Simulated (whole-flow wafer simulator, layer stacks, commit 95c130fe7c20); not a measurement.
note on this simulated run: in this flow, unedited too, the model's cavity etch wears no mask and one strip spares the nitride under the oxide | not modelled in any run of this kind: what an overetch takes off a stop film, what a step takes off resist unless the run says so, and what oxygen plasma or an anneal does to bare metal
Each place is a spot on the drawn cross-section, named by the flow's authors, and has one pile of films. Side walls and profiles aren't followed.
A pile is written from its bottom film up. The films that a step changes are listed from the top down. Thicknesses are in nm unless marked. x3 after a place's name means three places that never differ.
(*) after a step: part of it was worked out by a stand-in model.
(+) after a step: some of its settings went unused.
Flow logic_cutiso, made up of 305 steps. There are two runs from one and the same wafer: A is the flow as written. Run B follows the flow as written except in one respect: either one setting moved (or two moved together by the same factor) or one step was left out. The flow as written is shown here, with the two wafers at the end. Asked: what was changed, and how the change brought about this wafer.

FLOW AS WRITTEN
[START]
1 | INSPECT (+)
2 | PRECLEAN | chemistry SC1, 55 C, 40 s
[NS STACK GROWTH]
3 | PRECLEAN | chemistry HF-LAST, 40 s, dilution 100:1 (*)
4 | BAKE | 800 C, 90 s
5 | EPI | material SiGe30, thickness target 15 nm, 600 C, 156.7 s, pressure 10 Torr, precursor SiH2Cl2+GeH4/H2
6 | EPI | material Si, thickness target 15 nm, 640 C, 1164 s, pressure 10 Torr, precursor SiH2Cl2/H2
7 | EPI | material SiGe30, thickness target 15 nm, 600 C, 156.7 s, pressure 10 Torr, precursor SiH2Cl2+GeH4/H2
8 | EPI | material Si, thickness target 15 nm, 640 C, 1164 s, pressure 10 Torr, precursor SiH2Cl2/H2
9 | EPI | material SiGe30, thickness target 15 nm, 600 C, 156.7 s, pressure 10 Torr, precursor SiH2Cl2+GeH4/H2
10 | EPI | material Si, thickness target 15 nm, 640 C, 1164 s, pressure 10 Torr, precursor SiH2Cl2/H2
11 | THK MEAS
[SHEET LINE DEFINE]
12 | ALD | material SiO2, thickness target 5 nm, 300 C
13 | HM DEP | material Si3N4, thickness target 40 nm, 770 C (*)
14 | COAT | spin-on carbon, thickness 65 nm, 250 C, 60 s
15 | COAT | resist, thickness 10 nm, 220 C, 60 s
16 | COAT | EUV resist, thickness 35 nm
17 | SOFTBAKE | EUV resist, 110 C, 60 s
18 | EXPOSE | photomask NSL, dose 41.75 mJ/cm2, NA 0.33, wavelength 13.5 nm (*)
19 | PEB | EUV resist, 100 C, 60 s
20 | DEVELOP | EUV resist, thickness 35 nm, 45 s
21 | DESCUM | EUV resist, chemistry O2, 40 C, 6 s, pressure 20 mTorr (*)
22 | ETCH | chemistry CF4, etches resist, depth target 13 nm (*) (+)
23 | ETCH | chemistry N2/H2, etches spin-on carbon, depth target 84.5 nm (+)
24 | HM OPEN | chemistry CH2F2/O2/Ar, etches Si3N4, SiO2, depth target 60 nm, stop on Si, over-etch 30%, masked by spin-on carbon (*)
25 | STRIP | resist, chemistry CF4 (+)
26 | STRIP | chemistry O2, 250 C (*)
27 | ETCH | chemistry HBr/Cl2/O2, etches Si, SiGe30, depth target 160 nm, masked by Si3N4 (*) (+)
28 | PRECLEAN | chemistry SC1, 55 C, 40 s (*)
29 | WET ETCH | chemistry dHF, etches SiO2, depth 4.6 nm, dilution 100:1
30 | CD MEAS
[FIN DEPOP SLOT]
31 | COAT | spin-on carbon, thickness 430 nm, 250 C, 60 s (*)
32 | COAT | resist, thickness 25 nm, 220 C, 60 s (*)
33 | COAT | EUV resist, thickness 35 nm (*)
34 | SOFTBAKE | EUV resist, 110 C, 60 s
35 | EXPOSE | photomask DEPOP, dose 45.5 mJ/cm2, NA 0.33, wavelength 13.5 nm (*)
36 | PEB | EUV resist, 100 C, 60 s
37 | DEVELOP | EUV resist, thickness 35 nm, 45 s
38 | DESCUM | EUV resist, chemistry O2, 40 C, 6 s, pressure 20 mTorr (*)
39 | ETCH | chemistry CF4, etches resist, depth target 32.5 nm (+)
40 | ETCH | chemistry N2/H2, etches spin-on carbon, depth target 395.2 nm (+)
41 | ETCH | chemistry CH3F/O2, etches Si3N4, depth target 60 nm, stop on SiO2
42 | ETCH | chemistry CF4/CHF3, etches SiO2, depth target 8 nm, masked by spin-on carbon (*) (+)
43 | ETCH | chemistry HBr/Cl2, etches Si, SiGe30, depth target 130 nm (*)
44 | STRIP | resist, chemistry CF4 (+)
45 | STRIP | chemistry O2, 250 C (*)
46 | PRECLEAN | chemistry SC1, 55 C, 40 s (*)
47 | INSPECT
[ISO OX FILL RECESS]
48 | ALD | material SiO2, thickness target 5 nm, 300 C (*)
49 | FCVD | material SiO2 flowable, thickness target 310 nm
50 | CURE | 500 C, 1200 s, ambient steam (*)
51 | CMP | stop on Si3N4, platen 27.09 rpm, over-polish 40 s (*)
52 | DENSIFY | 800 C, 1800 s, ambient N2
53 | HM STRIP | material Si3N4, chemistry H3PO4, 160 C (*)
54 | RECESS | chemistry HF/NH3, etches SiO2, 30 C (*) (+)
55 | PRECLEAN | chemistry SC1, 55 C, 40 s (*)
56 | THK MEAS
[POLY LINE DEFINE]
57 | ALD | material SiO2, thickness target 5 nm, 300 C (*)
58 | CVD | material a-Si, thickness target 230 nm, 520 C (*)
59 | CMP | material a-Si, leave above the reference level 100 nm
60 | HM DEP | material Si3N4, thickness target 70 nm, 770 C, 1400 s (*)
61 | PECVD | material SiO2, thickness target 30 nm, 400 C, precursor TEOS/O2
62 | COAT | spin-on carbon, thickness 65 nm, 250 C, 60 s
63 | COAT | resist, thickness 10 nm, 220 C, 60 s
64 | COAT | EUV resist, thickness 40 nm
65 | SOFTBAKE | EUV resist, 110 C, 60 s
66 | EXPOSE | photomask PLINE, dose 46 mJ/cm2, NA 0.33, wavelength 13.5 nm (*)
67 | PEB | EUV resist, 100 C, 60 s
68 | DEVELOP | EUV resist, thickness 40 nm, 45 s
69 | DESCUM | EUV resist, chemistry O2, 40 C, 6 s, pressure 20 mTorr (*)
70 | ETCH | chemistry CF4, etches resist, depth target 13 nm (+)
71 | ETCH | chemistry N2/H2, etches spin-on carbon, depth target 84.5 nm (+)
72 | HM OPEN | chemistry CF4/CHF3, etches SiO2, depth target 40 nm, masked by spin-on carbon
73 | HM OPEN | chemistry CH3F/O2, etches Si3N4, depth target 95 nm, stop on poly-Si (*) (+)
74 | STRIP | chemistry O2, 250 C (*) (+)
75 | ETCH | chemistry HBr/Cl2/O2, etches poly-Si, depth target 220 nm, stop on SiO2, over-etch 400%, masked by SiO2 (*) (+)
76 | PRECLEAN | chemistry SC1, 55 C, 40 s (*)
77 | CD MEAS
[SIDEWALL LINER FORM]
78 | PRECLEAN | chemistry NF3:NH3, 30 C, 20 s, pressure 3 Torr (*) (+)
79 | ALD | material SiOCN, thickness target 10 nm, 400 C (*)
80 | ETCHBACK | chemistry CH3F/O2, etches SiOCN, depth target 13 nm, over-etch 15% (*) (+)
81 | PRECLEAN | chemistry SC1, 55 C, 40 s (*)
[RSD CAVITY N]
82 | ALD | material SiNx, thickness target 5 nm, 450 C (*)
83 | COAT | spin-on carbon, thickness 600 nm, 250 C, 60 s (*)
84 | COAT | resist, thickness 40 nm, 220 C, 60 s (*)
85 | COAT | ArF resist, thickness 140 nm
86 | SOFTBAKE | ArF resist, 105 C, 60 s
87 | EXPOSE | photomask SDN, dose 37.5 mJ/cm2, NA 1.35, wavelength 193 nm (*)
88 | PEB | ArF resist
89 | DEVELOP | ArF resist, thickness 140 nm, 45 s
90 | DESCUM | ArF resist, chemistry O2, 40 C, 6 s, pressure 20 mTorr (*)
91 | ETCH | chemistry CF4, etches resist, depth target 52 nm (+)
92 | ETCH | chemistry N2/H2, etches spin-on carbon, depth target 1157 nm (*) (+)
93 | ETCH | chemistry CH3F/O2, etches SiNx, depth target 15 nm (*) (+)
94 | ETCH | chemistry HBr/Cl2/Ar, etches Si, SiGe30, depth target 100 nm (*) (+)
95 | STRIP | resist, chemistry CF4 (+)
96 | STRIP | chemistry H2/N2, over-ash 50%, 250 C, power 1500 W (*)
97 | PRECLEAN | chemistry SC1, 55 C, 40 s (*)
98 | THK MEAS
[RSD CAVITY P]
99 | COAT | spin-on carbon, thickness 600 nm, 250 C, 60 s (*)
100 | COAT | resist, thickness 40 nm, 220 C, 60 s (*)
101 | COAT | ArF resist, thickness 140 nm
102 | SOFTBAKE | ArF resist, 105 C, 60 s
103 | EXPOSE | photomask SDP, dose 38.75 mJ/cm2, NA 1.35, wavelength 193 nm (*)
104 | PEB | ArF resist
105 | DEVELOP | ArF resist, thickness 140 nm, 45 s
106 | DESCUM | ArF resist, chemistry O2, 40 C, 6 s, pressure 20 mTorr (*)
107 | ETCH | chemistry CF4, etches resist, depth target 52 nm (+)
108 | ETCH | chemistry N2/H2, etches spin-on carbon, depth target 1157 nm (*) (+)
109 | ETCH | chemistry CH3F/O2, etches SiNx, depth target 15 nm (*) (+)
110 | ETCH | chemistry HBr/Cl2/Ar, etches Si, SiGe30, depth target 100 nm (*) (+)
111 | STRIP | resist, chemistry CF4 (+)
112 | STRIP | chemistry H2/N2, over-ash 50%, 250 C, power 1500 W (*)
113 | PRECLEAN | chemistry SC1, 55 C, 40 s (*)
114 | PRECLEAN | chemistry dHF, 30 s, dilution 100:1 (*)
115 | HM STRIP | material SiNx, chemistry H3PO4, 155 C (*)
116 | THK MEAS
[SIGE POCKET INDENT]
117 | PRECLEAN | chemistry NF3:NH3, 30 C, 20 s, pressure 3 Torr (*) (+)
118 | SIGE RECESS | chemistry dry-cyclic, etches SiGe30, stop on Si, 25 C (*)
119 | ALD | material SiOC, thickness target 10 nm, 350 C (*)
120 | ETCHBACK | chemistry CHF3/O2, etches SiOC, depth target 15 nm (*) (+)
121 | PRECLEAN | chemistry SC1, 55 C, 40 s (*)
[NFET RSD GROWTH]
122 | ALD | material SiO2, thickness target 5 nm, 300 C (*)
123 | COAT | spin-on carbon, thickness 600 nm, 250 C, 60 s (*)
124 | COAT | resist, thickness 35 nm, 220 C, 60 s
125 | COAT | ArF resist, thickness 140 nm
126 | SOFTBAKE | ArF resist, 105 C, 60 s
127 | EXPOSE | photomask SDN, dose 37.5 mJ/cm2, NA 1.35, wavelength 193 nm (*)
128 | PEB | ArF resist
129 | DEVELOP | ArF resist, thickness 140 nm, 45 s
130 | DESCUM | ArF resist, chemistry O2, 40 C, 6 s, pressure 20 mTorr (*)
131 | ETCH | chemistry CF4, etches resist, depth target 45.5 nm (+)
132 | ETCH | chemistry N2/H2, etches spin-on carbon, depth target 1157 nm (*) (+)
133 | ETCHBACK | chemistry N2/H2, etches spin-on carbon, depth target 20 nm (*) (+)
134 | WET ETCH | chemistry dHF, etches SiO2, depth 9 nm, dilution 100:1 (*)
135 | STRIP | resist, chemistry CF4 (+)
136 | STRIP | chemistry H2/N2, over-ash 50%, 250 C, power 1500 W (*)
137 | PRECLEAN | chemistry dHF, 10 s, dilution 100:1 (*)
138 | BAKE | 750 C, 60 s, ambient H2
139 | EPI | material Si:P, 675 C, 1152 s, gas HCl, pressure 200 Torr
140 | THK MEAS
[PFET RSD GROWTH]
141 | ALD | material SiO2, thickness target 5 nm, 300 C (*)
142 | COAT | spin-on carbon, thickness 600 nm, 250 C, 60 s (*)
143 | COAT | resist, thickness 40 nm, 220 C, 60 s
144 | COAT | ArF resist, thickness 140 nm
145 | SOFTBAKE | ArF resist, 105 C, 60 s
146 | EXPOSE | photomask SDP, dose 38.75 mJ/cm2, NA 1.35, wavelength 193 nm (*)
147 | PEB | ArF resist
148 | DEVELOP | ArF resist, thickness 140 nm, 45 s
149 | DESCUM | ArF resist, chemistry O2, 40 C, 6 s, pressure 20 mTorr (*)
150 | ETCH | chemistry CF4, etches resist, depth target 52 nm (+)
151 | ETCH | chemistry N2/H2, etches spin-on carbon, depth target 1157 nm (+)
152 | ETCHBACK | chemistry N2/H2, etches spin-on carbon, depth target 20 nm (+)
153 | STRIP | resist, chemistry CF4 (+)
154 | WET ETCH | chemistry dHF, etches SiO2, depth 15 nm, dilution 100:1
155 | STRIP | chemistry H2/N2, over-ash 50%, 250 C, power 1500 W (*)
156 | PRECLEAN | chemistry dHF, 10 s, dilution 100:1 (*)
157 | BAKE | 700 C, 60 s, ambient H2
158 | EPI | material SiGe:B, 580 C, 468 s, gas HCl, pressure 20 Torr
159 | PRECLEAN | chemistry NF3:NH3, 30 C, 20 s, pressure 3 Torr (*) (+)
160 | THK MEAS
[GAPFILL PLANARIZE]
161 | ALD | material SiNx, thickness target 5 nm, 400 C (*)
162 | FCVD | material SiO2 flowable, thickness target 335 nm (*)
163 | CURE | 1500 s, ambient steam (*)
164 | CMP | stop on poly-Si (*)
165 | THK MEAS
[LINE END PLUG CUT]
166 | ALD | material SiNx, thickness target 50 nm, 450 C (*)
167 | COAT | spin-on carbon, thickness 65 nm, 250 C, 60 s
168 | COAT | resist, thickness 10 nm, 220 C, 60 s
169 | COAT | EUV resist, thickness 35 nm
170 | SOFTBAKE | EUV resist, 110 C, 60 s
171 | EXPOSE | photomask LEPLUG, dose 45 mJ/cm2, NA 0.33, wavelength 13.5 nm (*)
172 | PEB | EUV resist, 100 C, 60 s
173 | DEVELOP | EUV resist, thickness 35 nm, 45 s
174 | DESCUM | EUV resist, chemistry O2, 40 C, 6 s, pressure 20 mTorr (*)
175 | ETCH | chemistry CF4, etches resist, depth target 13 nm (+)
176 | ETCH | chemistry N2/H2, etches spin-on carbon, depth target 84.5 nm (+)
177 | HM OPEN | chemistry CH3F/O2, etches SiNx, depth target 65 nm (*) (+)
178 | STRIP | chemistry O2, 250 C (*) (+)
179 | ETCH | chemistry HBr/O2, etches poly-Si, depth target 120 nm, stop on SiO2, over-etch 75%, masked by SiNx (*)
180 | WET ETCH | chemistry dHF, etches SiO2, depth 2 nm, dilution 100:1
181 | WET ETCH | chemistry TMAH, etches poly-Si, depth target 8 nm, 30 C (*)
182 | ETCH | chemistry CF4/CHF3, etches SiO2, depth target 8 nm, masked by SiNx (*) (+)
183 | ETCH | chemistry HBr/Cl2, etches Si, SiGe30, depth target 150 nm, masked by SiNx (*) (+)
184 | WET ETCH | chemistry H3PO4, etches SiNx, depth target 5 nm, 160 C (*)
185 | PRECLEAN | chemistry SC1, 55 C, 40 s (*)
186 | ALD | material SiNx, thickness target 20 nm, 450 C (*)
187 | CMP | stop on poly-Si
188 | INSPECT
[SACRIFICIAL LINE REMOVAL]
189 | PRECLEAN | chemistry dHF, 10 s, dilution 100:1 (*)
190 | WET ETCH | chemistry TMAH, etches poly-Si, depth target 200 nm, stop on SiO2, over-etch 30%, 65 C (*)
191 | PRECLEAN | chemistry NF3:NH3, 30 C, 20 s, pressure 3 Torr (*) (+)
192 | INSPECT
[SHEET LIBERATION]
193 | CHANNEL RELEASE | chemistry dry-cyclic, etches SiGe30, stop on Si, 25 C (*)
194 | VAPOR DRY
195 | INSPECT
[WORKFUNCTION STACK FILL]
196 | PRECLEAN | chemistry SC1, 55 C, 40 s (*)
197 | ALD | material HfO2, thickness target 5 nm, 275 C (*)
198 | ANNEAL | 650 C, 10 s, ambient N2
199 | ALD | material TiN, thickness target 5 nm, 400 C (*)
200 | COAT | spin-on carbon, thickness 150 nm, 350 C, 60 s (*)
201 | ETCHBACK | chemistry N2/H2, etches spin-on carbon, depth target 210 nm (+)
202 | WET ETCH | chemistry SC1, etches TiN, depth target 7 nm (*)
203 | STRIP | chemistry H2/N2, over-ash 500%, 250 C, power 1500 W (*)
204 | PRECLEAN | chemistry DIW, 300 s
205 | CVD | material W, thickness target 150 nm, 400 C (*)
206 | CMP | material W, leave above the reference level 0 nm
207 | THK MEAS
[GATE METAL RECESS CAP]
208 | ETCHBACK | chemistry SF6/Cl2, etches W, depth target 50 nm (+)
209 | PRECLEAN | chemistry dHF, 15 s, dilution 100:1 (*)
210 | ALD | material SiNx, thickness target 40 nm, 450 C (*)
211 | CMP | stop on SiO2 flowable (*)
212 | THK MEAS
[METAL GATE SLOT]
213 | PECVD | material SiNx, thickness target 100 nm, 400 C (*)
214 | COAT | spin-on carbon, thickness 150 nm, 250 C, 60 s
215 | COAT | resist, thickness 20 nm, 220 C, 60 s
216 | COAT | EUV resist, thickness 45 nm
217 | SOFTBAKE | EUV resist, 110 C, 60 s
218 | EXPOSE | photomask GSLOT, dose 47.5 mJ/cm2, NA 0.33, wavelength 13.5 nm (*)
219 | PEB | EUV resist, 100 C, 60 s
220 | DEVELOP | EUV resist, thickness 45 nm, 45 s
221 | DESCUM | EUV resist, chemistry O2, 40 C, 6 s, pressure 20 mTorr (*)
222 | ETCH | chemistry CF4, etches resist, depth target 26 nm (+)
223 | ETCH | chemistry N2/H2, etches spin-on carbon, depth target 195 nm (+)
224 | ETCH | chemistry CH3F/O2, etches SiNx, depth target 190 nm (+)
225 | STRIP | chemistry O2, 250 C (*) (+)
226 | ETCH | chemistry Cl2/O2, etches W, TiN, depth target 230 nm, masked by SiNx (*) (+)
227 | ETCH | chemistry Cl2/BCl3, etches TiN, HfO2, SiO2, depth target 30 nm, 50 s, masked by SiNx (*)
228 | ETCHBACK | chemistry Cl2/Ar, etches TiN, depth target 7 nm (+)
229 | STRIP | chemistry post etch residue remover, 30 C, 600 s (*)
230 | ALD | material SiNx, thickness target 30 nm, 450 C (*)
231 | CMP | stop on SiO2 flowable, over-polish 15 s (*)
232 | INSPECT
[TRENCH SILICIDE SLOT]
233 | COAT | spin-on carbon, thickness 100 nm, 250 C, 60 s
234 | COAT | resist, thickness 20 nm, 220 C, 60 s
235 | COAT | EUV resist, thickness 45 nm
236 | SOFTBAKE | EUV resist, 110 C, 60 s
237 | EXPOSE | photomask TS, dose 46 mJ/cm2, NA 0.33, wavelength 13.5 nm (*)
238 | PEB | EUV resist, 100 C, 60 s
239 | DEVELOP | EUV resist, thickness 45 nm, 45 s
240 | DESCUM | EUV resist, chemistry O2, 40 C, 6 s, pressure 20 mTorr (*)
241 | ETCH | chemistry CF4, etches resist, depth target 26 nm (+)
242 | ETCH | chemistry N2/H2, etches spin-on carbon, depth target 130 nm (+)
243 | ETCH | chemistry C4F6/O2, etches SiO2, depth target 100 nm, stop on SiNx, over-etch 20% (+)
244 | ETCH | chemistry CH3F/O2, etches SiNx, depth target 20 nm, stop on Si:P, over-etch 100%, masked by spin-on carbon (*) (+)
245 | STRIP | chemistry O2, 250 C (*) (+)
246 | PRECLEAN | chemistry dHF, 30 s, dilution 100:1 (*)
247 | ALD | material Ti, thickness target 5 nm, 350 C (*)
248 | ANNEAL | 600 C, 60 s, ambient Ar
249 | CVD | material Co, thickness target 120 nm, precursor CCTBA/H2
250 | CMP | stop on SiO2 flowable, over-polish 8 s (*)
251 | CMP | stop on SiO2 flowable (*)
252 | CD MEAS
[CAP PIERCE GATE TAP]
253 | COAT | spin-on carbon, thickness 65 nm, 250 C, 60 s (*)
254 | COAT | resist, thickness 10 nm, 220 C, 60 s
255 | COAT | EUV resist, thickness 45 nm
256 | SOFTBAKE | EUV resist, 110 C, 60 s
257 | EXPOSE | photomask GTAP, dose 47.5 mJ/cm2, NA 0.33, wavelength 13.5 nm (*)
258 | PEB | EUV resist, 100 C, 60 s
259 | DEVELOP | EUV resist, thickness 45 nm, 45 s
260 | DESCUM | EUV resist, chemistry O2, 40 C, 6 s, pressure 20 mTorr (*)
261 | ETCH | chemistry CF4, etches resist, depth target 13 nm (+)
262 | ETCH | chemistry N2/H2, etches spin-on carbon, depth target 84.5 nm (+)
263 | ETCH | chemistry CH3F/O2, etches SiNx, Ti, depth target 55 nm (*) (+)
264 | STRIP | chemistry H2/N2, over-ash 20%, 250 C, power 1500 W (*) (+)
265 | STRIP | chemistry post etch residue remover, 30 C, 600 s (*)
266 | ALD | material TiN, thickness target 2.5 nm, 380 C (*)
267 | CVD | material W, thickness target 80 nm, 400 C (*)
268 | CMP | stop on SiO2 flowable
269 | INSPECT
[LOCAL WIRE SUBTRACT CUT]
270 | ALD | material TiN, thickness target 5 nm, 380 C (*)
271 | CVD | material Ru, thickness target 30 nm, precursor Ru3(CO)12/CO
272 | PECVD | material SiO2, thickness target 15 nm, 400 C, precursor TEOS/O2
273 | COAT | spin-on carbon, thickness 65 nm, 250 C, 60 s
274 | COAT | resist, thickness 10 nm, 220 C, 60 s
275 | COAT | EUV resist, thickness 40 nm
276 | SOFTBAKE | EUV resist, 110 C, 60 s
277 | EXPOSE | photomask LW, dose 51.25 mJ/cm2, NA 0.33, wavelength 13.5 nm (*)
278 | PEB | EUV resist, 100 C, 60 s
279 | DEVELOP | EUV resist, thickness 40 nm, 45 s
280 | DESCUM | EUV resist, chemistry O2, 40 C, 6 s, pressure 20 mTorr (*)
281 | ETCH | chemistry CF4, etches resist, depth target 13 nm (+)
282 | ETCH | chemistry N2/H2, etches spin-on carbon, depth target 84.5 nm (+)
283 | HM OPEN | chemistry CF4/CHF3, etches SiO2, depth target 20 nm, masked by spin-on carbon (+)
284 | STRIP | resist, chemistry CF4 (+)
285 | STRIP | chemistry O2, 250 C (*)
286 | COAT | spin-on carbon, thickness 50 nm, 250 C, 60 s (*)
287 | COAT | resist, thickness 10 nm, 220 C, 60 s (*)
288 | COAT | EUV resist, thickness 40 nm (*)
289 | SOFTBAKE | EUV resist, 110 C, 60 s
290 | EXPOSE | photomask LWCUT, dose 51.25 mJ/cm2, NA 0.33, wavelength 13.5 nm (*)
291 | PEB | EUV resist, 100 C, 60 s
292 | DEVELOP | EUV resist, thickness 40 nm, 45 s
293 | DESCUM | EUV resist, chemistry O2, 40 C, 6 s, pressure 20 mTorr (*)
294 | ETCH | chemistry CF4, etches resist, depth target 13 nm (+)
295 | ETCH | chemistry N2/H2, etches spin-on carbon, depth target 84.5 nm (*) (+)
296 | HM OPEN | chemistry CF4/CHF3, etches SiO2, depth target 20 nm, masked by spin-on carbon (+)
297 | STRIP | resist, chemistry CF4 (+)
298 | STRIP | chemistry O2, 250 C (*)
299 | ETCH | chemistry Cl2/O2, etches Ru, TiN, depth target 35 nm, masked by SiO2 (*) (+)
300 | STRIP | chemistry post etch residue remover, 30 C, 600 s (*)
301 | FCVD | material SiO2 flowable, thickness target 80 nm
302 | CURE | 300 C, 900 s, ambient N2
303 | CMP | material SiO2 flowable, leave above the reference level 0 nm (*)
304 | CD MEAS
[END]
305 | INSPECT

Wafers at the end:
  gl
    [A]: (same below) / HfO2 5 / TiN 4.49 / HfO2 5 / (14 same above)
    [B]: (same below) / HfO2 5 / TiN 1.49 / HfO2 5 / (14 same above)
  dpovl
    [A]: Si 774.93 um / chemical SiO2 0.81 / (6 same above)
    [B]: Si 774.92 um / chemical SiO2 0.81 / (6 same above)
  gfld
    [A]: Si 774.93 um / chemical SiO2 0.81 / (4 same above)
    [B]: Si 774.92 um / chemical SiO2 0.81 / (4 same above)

Cause: step 7, EPI: thickness target 12 nm was run, though the flow has thickness target 15 nm; step 7, EPI: 125.4 s was run, where the flow has 156.7 s.

The path from the change to this, step by step:
  7 | EPI | material SiGe30, thickness target 15 nm, 600 C, 156.7 s, pressure 10 Torr, precursor SiH2Cl2+GeH4/H2
      depop, dpovl, gfld and 19 more: A SiGe30 gains 15 (new film) | B SiGe30 gains 12 (new film)
  27 | ETCH | chemistry HBr/Cl2/O2, etches Si, SiGe30, depth target 160 nm, masked by Si3N4 (*) (+)
      gfld, gxf, iso, lnri: A chemical SiO2 loses 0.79 (all of it), Si loses 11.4 (all of it), SiGe30 loses 15 (all of it), Si loses 15 (all of it), SiGe30 loses 15 (all of it), Si loses 15 (all of it), SiGe30 loses 15 (all of it), Si loses 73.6 | B chemical SiO2 loses 0.79 (all of it), Si loses 11.4 (all of it), SiGe30 loses 15 (all of it), Si loses 15 (all of it), SiGe30 loses 12 (all of it), Si loses 15 (all of it), SiGe30 loses 15 (all of it), Si loses 76.6
      dpovl, nsgap: A chemical SiO2 loses 0.79 (all of it), Si loses 11.8 (all of it), SiGe30 loses 15 (all of it), Si loses 15 (all of it), SiGe30 loses 15 (all of it), Si loses 15 (all of it), SiGe30 loses 15 (all of it), Si loses 73.2 | B chemical SiO2 loses 0.79 (all of it), Si loses 11.8 (all of it), SiGe30 loses 15 (all of it), Si loses 15 (all of it), SiGe30 loses 12 (all of it), Si loses 15 (all of it), SiGe30 loses 15 (all of it), Si loses 76.2
      (and at 1 other place as well)
  43 | ETCH | chemistry HBr/Cl2, etches Si, SiGe30, depth target 130 nm (*)
      depop: A Si loses 14 (all of it), SiGe30 loses 15 (all of it), Si loses 15 (all of it), SiGe30 loses 15 (all of it), Si loses 15 (all of it), SiGe30 loses 15 (all of it), Si loses 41 | B Si loses 14 (all of it), SiGe30 loses 15 (all of it), Si loses 15 (all of it), SiGe30 loses 12 (all of it), Si loses 15 (all of it), SiGe30 loses 15 (all of it), Si loses 44
  94 | ETCH | chemistry HBr/Cl2/Ar, etches Si, SiGe30, depth target 100 nm (*) (+)
      rsdn, rsdx: A chemical SiO2 loses 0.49 (all of it), Si loses 12.8 (all of it), SiGe30 loses 15 (all of it), Si loses 15 (all of it), SiGe30 loses 15 (all of it), Si loses 15 (all of it), SiGe30 loses 15 (all of it), Si loses 12.2 | B chemical SiO2 loses 0.49 (all of it), Si loses 12.8 (all of it), SiGe30 loses 15 (all of it), Si loses 15 (all of it), SiGe30 loses 12 (all of it), Si loses 15 (all of it), SiGe30 loses 15 (all of it), Si loses 15.2
  110 | ETCH | chemistry HBr/Cl2/Ar, etches Si, SiGe30, depth target 100 nm (*) (+)
      rsdp, rsdw: A chemical SiO2 loses 0.49 (all of it), Si loses 12.8 (all of it), SiGe30 loses 15 (all of it), Si loses 15 (all of it), SiGe30 loses 15 (all of it), Si loses 15 (all of it), SiGe30 loses 15 (all of it), Si loses 12.2 | B chemical SiO2 loses 0.49 (all of it), Si loses 12.8 (all of it), SiGe30 loses 15 (all of it), Si loses 15 (all of it), SiGe30 loses 12 (all of it), Si loses 15 (all of it), SiGe30 loses 15 (all of it), Si loses 15.2
  118 | SIGE RECESS | chemistry dry-cyclic, etches SiGe30, stop on Si, 25 C (*)
      lnr, lnrp, lnrt: A SiOCN loses 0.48, Si loses 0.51, cavity gains 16 (new film), SiGe30 loses 15 (all of it), Si loses 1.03, cavity gains 16 (new film), SiGe30 loses 15 (all of it), Si loses 1.03, cavity gains 16 (new film), SiGe30 loses 15 (all of it), Si loses 0.51 | B SiOCN loses 0.48, Si loses 0.51, cavity gains 16 (new film), SiGe30 loses 15 (all of it), Si loses 1.03, cavity gains 13 (new film), SiGe30 loses 12 (all of it), Si loses 1.03, cavity gains 16 (new film), SiGe30 loses 15 (all of it), Si loses 0.51
  119 | ALD | material SiOC, thickness target 10 nm, 350 C (*)
      lnr, lnrp, lnrt: A SiOC gains 10 (new film), SiOC gains 16 (new film), cavity loses 16 (all of it), SiOC gains 16 (new film), cavity loses 16 (all of it), SiOC gains 16 (new film), cavity loses 16 (all of it) | B SiOC gains 10 (new film), SiOC gains 16 (new film), cavity loses 16 (all of it), SiOC gains 13 (new film), cavity loses 13 (all of it), SiOC gains 16 (new film), cavity loses 16 (all of it)
  183 | ETCH | chemistry HBr/Cl2, etches Si, SiGe30, depth target 150 nm, masked by SiNx (*) (+)
      plug: A Si loses 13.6 (all of it), SiGe30 loses 15 (all of it), Si loses 15 (all of it), SiGe30 loses 15 (all of it), Si loses 15 (all of it), SiGe30 loses 15 (all of it), Si loses 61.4 | B Si loses 13.6 (all of it), SiGe30 loses 15 (all of it), Si loses 15 (all of it), SiGe30 loses 12 (all of it), Si loses 15 (all of it), SiGe30 loses 15 (all of it), Si loses 64.4
  193 | CHANNEL RELEASE | chemistry dry-cyclic, etches SiGe30, stop on Si, 25 C (*)
      gl, glp, gxn, gxp, ns, tap: A chemical SiO2 gains 0.8 (new film), Si loses 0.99, chemical SiO2 gains 0.8 (new film), cavity gains 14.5 (new film), chemical SiO2 gains 0.8 (new film), SiGe30 loses 15 (all of it), Si loses 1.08, chemical SiO2 gains 0.8 (new film), cavity gains 14.5 (new film), chemical SiO2 gains 0.8 (new film), SiGe30 loses 15 (all of it), Si loses 1.08, chemical SiO2 gains 0.8 (new film), cavity gains 14.5 (new film), chemical SiO2 gains 0.8 (new film), SiGe30 loses 15 (all of it), Si loses 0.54 | B chemical SiO2 gains 0.8 (new film), Si loses 0.99, chemical SiO2 gains 0.8 (new film), cavity gains 14.5 (new film), chemical SiO2 gains 0.8 (new film), SiGe30 loses 15 (all of it), Si loses 1.08, chemical SiO2 gains 0.8 (new film), cavity gains 11.5 (new film), chemical SiO2 gains 0.8 (new film), SiGe30 loses 12 (all of it), Si loses 1.08, chemical SiO2 gains 0.8 (new film), cavity gains 14.5 (new film), chemical SiO2 gains 0.8 (new film), SiGe30 loses 15 (all of it), Si loses 0.54
  199 | ALD | material TiN, thickness target 5 nm, 400 C (*)
      gl, glp, tap: A TiN gains 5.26 (new film), TiN gains 4.49 (new film), cavity loses 4.49 (all of it), TiN gains 4.49 (new film), cavity loses 4.49 (all of it), TiN gains 4.49 (new film), cavity loses 4.49 (all of it) | B TiN gains 5.26 (new film), TiN gains 4.49 (new film), cavity loses 4.49 (all of it), TiN gains 1.49 (new film), cavity loses 1.49 (all of it), TiN gains 4.49 (new film), cavity loses 4.49 (all of it)
      gxn, gxp, ns: A TiN gains 5 (new film), TiN gains 4.49 (new film), cavity loses 4.49 (all of it), TiN gains 4.49 (new film), cavity loses 4.49 (all of it), TiN gains 4.49 (new film), cavity loses 4.49 (all of it) | B TiN gains 5 (new film), TiN gains 4.49 (new film), cavity loses 4.49 (all of it), TiN gains 1.49 (new film), cavity loses 1.49 (all of it), TiN gains 4.49 (new film), cavity loses 4.49 (all of it)
